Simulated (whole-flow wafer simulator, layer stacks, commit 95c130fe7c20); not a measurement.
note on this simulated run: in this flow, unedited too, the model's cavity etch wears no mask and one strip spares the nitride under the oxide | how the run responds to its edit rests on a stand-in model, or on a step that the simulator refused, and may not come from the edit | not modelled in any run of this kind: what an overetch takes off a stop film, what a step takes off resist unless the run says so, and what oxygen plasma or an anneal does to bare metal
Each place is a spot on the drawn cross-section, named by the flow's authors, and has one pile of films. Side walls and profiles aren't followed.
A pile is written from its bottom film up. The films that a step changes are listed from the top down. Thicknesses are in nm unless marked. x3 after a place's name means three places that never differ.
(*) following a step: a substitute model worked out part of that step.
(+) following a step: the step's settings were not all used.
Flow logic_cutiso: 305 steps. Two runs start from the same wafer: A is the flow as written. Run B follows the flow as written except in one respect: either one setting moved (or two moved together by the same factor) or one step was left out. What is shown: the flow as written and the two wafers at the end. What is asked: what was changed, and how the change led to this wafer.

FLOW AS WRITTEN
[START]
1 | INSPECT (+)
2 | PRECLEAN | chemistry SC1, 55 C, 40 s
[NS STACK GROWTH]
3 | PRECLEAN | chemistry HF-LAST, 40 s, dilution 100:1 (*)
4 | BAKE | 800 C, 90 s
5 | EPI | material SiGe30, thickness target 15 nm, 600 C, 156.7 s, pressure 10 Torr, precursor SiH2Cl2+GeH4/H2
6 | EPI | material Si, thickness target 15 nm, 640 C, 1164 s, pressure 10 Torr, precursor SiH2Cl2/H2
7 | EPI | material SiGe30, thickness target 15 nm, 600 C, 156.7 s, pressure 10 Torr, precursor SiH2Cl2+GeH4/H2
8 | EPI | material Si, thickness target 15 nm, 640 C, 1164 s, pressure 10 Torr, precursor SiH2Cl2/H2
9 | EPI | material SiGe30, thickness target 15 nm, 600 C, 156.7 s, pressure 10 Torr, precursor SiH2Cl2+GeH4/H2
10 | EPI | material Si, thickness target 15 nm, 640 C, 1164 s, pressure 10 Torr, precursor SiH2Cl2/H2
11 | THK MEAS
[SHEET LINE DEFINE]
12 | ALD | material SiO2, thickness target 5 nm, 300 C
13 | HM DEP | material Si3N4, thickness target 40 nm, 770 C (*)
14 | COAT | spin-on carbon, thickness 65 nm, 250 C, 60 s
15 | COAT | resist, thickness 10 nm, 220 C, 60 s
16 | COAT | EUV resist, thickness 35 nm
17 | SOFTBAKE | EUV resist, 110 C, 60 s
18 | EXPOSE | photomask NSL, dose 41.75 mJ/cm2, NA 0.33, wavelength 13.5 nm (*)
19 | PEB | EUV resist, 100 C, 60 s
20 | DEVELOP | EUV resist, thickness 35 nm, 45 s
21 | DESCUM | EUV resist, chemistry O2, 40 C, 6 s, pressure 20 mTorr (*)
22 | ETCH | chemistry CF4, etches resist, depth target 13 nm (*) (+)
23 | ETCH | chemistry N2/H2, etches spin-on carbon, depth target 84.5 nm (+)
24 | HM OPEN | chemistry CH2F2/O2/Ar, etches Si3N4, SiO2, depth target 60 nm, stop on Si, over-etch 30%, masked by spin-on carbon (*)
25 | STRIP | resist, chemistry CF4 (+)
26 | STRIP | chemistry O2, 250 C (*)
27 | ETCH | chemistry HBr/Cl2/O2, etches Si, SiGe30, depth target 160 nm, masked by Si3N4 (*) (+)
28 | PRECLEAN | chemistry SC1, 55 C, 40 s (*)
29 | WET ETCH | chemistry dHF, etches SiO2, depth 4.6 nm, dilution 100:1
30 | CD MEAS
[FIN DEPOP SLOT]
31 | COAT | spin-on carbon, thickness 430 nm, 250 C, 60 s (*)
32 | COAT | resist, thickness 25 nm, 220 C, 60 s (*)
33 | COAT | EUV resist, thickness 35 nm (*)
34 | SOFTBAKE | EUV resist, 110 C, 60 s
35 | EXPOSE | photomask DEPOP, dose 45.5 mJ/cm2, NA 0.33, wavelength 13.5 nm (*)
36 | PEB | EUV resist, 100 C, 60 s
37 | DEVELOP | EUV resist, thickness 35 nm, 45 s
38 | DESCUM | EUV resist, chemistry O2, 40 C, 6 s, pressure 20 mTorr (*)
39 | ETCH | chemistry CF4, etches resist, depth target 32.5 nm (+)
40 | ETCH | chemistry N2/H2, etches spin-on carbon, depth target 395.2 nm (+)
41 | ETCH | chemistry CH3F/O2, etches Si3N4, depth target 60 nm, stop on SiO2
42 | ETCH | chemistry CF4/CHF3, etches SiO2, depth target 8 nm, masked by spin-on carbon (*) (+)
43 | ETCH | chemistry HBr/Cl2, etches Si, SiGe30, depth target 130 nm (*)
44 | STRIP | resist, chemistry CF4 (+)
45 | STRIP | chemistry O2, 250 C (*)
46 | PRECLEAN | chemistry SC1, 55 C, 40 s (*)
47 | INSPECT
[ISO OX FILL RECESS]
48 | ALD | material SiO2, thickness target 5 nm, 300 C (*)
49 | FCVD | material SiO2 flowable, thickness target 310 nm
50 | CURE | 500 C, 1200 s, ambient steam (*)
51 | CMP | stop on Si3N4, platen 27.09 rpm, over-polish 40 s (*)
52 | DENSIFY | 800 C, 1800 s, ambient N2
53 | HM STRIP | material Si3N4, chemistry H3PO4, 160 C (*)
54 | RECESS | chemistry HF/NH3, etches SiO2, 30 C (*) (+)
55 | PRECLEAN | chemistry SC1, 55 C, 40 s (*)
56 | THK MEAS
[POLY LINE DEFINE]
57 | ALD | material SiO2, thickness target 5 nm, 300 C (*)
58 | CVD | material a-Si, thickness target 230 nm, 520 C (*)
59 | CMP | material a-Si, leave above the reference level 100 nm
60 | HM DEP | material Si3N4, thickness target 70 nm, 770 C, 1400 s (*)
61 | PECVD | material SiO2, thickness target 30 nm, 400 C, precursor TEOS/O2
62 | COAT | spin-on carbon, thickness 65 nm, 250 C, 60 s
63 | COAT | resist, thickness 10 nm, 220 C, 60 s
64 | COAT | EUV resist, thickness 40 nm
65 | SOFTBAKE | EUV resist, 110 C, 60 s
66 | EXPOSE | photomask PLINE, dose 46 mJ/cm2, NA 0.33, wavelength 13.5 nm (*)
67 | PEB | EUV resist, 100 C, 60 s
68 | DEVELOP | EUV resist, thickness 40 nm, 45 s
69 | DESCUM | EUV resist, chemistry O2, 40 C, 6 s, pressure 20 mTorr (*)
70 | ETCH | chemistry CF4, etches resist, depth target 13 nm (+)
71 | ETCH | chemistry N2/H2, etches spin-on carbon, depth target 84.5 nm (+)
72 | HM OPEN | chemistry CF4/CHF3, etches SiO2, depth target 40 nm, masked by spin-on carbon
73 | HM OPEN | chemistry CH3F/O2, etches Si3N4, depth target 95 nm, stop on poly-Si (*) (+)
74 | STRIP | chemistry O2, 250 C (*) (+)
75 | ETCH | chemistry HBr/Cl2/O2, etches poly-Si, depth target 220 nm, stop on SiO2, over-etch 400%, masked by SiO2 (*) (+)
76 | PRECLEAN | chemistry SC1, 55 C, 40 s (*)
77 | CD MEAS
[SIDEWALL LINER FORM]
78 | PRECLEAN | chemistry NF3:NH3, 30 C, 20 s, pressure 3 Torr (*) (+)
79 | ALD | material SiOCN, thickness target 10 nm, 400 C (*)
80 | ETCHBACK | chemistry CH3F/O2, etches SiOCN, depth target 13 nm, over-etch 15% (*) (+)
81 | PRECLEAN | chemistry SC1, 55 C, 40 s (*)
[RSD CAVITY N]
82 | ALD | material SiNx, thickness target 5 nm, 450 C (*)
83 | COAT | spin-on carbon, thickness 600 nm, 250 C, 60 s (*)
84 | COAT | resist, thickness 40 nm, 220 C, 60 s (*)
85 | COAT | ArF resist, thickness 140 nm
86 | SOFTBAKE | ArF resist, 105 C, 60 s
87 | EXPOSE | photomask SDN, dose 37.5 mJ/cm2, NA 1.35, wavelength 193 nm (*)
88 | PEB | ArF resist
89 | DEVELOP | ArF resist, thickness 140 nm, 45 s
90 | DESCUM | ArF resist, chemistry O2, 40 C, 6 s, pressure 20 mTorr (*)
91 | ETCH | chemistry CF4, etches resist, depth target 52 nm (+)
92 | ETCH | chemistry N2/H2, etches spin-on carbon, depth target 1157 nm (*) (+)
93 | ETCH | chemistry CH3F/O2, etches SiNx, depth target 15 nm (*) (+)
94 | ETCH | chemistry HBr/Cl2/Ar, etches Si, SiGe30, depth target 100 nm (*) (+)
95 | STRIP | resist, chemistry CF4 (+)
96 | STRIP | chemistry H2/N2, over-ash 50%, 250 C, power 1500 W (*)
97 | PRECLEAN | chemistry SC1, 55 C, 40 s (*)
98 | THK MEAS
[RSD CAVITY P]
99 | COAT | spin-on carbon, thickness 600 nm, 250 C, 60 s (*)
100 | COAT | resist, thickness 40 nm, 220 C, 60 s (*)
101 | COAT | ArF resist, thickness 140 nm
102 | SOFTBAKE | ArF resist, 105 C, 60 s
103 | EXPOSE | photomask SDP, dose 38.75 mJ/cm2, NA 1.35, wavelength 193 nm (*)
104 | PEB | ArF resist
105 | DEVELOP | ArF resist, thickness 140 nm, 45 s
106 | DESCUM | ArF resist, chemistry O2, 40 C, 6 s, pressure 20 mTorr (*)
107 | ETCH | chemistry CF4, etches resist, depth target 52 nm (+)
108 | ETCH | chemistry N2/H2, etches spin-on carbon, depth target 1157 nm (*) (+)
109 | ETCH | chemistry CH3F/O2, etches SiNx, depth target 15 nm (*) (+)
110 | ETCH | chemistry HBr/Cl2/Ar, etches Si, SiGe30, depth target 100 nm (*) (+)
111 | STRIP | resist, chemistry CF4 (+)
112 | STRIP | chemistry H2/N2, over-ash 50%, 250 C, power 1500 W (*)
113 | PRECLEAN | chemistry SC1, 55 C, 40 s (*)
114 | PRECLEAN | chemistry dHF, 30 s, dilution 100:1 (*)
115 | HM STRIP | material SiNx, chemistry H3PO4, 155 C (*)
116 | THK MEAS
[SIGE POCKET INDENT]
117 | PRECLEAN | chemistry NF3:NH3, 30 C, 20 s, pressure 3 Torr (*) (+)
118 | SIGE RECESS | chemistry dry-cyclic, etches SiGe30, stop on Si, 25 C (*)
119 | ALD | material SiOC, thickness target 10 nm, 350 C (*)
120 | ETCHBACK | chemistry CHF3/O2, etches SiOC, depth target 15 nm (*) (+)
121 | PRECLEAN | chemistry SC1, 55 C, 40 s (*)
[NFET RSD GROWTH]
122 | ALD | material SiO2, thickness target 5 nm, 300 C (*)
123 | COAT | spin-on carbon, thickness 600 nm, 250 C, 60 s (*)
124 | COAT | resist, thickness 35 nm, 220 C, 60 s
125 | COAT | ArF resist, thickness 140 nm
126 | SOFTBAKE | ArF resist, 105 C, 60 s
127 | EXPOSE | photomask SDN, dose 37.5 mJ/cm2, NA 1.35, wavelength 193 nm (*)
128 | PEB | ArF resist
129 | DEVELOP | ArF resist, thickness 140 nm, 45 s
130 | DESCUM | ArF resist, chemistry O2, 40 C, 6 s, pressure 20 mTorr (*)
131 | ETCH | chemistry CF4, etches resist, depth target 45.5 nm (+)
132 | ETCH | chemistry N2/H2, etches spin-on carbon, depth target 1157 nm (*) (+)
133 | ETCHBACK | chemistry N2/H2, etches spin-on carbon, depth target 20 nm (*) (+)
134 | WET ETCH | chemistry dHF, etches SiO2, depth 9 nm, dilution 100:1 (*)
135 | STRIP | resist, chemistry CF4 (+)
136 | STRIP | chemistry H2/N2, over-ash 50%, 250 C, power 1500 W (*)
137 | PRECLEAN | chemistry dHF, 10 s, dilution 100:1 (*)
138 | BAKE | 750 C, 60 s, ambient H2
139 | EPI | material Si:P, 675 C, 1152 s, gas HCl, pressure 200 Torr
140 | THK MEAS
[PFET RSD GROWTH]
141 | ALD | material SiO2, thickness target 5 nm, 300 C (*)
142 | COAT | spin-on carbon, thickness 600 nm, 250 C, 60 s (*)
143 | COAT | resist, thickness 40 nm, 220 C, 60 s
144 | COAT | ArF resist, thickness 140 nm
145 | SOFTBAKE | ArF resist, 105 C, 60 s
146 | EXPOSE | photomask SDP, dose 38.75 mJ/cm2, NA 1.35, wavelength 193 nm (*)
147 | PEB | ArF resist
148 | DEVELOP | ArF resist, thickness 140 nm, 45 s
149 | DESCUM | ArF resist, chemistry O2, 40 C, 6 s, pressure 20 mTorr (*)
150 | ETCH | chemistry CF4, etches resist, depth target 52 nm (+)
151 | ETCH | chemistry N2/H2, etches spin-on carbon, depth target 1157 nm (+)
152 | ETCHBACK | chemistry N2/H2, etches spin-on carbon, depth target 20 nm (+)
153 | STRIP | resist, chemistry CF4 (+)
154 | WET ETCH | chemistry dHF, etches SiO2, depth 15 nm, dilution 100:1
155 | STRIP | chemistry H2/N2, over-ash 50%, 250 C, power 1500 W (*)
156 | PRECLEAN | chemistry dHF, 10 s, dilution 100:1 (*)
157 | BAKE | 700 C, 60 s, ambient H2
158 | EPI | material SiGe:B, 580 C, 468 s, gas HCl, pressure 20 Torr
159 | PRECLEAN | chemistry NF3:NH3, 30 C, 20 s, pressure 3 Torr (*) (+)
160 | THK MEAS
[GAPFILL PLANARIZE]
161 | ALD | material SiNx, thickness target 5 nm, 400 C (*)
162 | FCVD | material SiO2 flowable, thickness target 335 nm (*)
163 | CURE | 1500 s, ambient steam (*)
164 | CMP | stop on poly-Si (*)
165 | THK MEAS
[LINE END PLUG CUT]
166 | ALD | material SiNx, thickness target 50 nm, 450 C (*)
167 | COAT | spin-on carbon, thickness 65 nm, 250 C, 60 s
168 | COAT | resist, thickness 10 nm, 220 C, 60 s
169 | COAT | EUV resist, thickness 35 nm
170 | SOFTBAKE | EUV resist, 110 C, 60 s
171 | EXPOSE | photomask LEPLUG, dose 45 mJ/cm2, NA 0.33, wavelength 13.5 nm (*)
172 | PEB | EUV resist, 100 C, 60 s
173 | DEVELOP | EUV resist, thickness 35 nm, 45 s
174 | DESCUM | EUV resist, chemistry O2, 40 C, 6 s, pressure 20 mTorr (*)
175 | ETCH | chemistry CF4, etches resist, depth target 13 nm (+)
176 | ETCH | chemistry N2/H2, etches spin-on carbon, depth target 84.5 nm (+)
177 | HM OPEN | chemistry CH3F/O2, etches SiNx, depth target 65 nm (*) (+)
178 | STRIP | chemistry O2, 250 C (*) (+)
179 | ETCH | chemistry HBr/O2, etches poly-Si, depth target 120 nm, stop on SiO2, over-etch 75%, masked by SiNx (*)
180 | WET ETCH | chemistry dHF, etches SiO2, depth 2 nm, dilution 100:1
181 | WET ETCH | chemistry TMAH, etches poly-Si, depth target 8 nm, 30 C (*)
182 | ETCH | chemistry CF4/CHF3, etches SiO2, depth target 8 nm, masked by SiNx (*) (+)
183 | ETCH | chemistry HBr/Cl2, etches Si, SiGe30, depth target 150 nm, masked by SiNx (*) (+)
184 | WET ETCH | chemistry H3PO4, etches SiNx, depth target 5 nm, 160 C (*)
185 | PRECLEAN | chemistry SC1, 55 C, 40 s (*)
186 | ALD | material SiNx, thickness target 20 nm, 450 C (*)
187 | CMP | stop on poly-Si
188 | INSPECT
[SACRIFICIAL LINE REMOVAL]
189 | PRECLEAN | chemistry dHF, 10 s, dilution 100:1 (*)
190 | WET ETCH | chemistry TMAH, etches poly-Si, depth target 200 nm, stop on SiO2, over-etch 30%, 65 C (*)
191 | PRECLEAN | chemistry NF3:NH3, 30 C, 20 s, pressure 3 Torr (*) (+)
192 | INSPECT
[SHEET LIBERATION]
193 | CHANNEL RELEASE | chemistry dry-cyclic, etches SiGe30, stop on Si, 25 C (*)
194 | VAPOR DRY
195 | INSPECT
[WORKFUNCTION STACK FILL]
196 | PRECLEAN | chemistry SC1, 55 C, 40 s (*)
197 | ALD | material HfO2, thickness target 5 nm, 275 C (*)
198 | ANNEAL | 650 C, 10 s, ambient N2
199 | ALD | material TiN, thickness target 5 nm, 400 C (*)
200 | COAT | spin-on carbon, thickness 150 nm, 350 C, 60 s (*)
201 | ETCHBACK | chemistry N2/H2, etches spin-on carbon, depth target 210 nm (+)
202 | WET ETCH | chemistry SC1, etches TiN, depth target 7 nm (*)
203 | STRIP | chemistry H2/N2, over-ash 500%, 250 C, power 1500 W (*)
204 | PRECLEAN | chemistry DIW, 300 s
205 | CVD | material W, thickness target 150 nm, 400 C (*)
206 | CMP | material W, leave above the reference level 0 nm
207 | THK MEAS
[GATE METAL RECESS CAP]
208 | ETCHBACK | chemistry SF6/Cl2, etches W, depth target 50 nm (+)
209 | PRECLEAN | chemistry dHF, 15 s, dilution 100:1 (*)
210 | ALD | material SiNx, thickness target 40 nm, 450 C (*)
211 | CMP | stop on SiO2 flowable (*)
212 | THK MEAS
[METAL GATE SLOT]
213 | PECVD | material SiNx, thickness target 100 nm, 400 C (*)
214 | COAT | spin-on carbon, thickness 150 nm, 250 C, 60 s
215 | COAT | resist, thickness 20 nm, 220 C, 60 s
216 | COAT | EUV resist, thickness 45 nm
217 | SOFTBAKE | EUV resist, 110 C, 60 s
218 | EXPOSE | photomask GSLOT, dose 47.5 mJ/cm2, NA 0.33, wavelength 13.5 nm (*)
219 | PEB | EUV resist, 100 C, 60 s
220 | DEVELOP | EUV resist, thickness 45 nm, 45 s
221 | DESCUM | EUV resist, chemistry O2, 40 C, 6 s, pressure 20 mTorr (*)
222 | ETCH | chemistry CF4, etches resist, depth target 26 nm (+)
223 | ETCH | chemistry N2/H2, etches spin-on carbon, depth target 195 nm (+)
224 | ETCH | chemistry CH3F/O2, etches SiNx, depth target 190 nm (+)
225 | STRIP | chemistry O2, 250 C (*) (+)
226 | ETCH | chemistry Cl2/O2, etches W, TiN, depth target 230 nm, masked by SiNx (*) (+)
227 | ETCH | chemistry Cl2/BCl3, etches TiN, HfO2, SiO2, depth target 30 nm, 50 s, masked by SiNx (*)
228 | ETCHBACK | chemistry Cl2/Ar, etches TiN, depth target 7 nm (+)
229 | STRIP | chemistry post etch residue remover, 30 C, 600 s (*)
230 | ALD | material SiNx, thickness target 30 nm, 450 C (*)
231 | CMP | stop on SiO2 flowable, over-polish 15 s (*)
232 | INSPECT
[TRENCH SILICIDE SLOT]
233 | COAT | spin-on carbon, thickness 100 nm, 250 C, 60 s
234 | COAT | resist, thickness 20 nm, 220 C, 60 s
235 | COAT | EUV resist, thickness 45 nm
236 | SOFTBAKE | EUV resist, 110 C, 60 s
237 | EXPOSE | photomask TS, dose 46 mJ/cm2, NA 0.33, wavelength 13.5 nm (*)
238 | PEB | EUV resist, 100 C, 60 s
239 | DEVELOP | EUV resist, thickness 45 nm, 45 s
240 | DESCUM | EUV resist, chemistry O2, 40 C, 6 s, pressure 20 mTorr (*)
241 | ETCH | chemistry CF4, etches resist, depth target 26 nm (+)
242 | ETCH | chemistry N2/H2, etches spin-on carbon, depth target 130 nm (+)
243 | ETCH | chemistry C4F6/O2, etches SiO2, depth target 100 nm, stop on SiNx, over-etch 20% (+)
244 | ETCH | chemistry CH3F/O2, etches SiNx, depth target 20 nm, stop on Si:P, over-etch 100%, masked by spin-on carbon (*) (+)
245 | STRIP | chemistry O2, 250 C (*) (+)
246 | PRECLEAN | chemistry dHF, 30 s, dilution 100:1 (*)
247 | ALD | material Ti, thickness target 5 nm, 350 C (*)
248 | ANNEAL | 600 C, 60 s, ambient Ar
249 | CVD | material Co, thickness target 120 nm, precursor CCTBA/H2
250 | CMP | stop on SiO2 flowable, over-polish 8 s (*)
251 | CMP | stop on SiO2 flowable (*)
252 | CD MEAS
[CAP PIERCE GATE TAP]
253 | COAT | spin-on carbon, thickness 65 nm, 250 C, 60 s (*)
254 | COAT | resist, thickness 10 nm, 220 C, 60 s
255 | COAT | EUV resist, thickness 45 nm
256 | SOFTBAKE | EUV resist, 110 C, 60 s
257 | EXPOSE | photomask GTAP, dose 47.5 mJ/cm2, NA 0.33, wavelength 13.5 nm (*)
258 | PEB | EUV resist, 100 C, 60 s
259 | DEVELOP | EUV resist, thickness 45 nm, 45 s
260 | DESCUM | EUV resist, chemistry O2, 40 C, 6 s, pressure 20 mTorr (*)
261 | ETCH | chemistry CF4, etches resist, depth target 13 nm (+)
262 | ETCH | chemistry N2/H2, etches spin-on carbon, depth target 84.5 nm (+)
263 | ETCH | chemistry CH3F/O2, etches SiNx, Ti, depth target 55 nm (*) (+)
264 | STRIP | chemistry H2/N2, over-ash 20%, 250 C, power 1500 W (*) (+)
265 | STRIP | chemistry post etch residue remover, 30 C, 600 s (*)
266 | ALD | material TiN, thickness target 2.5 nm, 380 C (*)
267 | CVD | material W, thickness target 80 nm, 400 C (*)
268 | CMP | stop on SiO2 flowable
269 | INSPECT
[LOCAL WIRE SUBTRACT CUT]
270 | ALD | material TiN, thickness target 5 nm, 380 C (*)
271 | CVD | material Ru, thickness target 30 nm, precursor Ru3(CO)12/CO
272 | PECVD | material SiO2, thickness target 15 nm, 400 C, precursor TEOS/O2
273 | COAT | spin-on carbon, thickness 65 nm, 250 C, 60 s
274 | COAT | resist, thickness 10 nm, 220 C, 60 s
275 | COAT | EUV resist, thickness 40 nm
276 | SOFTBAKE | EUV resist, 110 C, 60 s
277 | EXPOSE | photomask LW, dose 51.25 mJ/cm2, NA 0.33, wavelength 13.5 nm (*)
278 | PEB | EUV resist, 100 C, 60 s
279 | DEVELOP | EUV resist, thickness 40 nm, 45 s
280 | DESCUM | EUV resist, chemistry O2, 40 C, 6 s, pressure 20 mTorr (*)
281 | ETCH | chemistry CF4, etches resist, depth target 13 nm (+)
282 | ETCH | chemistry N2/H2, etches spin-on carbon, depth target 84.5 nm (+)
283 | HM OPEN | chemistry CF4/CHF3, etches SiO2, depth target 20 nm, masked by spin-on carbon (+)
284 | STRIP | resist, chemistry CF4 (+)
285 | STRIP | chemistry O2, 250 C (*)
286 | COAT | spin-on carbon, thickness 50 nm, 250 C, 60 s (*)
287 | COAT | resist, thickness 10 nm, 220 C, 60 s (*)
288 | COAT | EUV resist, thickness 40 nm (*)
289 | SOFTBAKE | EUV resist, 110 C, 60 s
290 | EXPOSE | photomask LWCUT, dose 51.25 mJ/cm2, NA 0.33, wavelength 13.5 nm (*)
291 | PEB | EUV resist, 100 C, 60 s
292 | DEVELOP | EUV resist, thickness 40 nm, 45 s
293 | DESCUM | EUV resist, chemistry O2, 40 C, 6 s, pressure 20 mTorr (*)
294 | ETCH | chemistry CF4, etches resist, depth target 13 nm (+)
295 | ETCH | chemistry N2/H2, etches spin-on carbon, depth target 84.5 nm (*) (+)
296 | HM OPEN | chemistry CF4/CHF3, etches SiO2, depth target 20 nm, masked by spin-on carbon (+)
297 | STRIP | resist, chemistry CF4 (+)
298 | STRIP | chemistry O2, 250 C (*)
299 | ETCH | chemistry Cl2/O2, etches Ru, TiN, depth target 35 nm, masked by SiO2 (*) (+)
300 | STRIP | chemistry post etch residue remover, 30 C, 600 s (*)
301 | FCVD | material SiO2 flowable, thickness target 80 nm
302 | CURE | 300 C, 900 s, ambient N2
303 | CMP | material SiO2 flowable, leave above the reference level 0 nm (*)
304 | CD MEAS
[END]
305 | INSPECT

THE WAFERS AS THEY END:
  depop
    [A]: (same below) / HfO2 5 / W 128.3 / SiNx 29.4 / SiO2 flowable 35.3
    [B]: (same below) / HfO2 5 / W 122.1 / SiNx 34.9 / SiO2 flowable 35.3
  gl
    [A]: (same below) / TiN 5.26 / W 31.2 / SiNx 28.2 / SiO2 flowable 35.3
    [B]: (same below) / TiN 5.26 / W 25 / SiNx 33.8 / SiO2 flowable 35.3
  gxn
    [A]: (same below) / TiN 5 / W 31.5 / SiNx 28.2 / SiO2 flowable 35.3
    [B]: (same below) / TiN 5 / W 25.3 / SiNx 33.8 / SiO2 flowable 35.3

Cause: step 208, ETCHBACK: depth target 56.2 nm was run, whereas the flow has depth target 50 nm.

How this came from the change, step by step:
  208 | ETCHBACK | chemistry SF6/Cl2, etches W, depth target 50 nm (+)
      depop, dpovl, gfld and 9 more: A -50 W | B -56.2 W
      iso, rsdn, rsdp, rsdw, rsdx: A -5 SiO2 flowable | B -5.62 SiO2 flowable
      (and at 5 other places as well)
  210 | ALD | material SiNx, thickness target 40 nm, 450 C (*)
      gfld, gl, glp, gxf, gxn, gxp, tap: A +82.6 SiNx (new film) | B +87.9 SiNx (new film)
  211 | CMP | stop on SiO2 flowable (*)
      depop, dpovl, isow, ns, nsgap: A -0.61 SiNx | B nothing
  224 | ETCH | chemistry CH3F/O2, etches SiNx, depth target 190 nm (+)
      gfld: A -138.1 SiNx (all of it), -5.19 W | B -143.6 SiNx (all of it), -4.64 W
  226 | ETCH | chemistry Cl2/O2, etches W, TiN, depth target 230 nm, masked by SiNx (*) (+)
      depop, dpovl, gl and 18 more: A -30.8 SiNx | B -29.4 SiNx
      gfld: A -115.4 W (all of it), -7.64 TiN (all of it), -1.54 HfO2 | B -109.8 W (all of it), -7.64 TiN (all of it), -1.47 HfO2
  231 | CMP | stop on SiO2 flowable, over-polish 15 s (*)
      gl, glp, gxf, gxn, gxp, plug, tap: A -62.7 SiNx | B -64.1 SiNx
      depop, dpovl, isow, ns, nsgap: A -62.7 SiNx | B -59.2 SiNx
      (and at 10 other places as well)
  246 | PRECLEAN | chemistry dHF, 30 s, dilution 100:1 (*)
      depop, dpovl, isow, ns, nsgap: A -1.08 SiNx | B -0.52 SiNx
  251 | CMP | stop on SiO2 flowable (*)
      rsdx: A -5 Ti (all of it) | B -4.24 Ti
      gfld, gl, glp, gxf, gxn, gxp, plug, tap: A -5 SiNx | B -4.44 SiNx
      (and at 7 other places as well)
  263 | ETCH | chemistry CH3F/O2, etches SiNx, Ti, depth target 55 nm (*) (+)
      glp, lnrp, lnrt, plug, rsdn, rsdp, rsdw: A -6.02 resist (all of it), -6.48 spin-on carbon | B -6.02 resist (all of it), -10.9 spin-on carbon
      depop, dpovl, gl, isow, ns, nsgap: A -6.03 resist (all of it), -6.46 spin-on carbon | B -6.03 resist (all of it), -10.8 spin-on carbon
      (and at 9 other places as well)
  264 | STRIP | chemistry H2/N2, over-ash 20%, 250 C, power 1500 W (*) (+)
      gl, glp, gxp and 6 more: A -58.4 spin-on carbon (all of it) | B -54 spin-on carbon (all of it)
      depop, dpovl, isow, ns, nsgap: A -58.5 spin-on carbon (all of it) | B -54.2 spin-on carbon (all of it)
      (and at 7 other places as well)
  265 | STRIP | chemistry post etch residue remover, 30 C, 600 s (*)
      rsdx: A nothing | B -0.76 Ti (all of it)
  267 | CVD | material W, thickness target 80 nm, 400 C (*)
      tap: A +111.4 W (new film) | B +117.9 W (new film)
  268 | CMP | stop on SiO2 flowable
      depop, dpovl, gfld and 9 more: A -80.2 W (all of it), -2.5 TiN (all of it), -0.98 SiNx | B -80.2 W (all of it), -2.5 TiN (all of it), -1.54 SiNx
      lnr, lnri, lnrp, lnrt: A -80 W (all of it), -2.5 TiN (all of it), -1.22 SiOCN | B -80 W (all of it), -2.5 TiN (all of it), -1.78 SiOCN
      (and at 3 other places as well)
